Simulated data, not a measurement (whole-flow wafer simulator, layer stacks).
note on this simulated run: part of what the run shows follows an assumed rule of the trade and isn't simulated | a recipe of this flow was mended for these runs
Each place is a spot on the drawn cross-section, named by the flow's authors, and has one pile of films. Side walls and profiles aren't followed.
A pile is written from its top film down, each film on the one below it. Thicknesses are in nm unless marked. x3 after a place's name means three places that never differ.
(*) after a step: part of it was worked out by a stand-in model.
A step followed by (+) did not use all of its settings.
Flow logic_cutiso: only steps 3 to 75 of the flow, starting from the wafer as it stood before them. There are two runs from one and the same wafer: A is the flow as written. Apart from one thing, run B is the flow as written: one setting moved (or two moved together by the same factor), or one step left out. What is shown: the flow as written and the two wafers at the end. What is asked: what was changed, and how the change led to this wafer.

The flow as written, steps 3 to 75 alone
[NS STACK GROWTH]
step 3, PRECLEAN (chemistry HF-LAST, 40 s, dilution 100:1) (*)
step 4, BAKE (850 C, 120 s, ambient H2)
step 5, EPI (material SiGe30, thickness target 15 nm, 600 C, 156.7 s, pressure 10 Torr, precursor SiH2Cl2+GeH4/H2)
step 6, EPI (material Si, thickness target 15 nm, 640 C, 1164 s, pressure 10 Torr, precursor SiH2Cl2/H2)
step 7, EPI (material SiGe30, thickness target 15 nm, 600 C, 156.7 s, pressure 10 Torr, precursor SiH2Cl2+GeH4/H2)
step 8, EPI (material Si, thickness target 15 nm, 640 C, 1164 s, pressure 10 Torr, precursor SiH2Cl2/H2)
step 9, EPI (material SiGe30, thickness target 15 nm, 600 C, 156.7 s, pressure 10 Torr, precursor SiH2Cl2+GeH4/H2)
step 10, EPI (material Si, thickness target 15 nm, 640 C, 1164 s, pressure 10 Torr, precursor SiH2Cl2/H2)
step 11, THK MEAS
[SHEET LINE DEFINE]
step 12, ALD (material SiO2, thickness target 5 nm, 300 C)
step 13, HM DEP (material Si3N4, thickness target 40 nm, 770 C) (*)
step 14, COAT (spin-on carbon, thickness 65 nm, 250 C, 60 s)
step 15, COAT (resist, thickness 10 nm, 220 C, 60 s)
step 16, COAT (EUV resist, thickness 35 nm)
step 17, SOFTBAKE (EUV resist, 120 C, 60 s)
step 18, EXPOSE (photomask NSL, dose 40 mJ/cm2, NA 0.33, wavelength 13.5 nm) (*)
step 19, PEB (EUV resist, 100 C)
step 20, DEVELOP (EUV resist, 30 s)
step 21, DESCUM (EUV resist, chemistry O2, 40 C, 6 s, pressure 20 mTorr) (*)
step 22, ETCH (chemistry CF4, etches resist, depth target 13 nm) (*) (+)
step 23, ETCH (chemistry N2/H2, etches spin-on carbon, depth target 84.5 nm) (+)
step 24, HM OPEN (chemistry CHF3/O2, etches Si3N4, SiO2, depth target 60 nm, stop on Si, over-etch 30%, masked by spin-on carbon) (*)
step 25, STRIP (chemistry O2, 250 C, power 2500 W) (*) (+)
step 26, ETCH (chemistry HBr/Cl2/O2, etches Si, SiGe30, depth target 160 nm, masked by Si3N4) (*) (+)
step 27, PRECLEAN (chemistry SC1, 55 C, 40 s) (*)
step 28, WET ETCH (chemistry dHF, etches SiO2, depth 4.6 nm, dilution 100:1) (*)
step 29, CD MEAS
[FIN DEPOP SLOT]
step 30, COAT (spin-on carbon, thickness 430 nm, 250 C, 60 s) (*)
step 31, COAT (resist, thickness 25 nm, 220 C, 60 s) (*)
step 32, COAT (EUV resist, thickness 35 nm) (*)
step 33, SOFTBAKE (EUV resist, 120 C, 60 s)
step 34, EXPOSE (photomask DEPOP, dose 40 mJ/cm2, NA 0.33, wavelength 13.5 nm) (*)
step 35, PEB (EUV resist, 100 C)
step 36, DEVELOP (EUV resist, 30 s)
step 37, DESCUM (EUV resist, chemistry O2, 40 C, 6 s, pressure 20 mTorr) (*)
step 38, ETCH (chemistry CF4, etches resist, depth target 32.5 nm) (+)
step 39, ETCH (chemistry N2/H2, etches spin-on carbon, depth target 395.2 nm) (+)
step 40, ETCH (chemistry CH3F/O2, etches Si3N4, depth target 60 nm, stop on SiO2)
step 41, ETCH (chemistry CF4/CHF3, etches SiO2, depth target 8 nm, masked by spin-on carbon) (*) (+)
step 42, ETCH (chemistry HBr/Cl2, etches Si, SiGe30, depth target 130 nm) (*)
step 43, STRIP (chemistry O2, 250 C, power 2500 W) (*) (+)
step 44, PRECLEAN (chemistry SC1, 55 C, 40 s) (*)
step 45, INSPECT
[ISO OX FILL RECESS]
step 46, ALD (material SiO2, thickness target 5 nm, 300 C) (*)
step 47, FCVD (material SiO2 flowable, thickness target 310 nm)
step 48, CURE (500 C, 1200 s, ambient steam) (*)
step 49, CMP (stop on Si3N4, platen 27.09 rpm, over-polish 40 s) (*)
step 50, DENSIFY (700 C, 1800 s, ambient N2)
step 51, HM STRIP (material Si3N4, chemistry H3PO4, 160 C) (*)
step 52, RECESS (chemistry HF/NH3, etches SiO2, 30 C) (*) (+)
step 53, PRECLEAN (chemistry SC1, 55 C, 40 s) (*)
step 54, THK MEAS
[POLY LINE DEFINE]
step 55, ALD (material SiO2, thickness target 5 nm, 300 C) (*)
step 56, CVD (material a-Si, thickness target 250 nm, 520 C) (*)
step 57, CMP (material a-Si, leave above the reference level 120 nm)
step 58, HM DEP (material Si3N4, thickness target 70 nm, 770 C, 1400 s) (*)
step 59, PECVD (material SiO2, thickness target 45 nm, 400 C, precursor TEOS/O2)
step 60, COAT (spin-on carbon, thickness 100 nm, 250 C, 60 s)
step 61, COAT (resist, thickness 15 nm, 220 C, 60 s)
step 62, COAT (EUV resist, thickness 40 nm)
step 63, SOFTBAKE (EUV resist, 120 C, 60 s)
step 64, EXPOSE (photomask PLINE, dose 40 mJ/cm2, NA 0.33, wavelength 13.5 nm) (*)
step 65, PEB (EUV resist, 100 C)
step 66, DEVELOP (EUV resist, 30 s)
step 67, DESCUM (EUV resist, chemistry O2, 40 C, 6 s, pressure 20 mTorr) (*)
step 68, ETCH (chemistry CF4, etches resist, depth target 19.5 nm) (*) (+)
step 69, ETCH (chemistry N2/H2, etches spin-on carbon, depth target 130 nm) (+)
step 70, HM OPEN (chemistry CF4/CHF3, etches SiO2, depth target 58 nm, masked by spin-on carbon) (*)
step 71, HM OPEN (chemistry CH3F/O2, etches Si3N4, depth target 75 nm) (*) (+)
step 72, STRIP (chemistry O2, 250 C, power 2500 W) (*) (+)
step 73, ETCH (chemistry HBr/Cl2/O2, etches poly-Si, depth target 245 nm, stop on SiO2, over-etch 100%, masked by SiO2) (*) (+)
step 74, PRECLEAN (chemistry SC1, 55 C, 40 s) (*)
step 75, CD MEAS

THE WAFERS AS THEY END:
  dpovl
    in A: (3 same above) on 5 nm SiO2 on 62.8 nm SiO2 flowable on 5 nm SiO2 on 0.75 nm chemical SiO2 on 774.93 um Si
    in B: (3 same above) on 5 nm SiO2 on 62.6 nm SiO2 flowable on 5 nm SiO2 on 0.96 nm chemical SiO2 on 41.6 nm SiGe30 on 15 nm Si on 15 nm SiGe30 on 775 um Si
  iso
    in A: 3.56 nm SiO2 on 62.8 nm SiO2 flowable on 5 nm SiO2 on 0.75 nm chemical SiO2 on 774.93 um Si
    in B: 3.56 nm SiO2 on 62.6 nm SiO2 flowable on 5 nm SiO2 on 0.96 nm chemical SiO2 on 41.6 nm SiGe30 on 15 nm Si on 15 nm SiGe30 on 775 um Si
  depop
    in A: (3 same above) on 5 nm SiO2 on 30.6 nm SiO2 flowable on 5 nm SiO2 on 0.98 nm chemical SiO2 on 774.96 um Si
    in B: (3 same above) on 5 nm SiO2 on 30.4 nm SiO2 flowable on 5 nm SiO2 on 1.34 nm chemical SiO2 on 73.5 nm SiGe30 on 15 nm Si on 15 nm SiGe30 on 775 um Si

What caused this: step 7, EPI: 735 C was run, whereas the flow has 600 C.

How this came from the change, step by step:
  step 7, EPI (material SiGe30, thickness target 15 nm, 600 C, 156.7 s, pressure 10 Torr, precursor SiH2Cl2+GeH4/H2)
      depop, dpovl, gfld and 19 more: A SiGe30 gains 15 (new film) | B SiGe30 gains 160.3 (new film)
  step 26, ETCH (chemistry HBr/Cl2/O2, etches Si, SiGe30, depth target 160 nm, masked by Si3N4) (*) (+)
      dpovl, gfld, gxf, iso, isow, lnri, nsgap: A chemical SiO2 loses 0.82 (all of it), Si loses 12 (all of it), SiGe30 loses 15 (all of it), Si loses 15 (all of it), SiGe30 loses 15 (all of it), Si loses 15 (all of it), SiGe30 loses 15 (all of it), Si loses 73 | B chemical SiO2 loses 0.82 (all of it), Si loses 12 (all of it), SiGe30 loses 15 (all of it), Si loses 15 (all of it), SiGe30 loses 118
  step 42, ETCH (chemistry HBr/Cl2, etches Si, SiGe30, depth target 130 nm) (*)
      depop: A Si loses 13.8 (all of it), SiGe30 loses 15 (all of it), Si loses 15 (all of it), SiGe30 loses 15 (all of it), Si loses 15 (all of it), SiGe30 loses 15 (all of it), Si loses 41.2 | B Si loses 13.8 (all of it), SiGe30 loses 15 (all of it), Si loses 15 (all of it), SiGe30 loses 86.2
  step 43, STRIP (chemistry O2, 250 C, power 2500 W) (*) (+)
      depop: A chemical SiO2 gains 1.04 (new film), Si loses 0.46 | B chemical SiO2 gains 1.41 (new film), SiGe30 loses 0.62
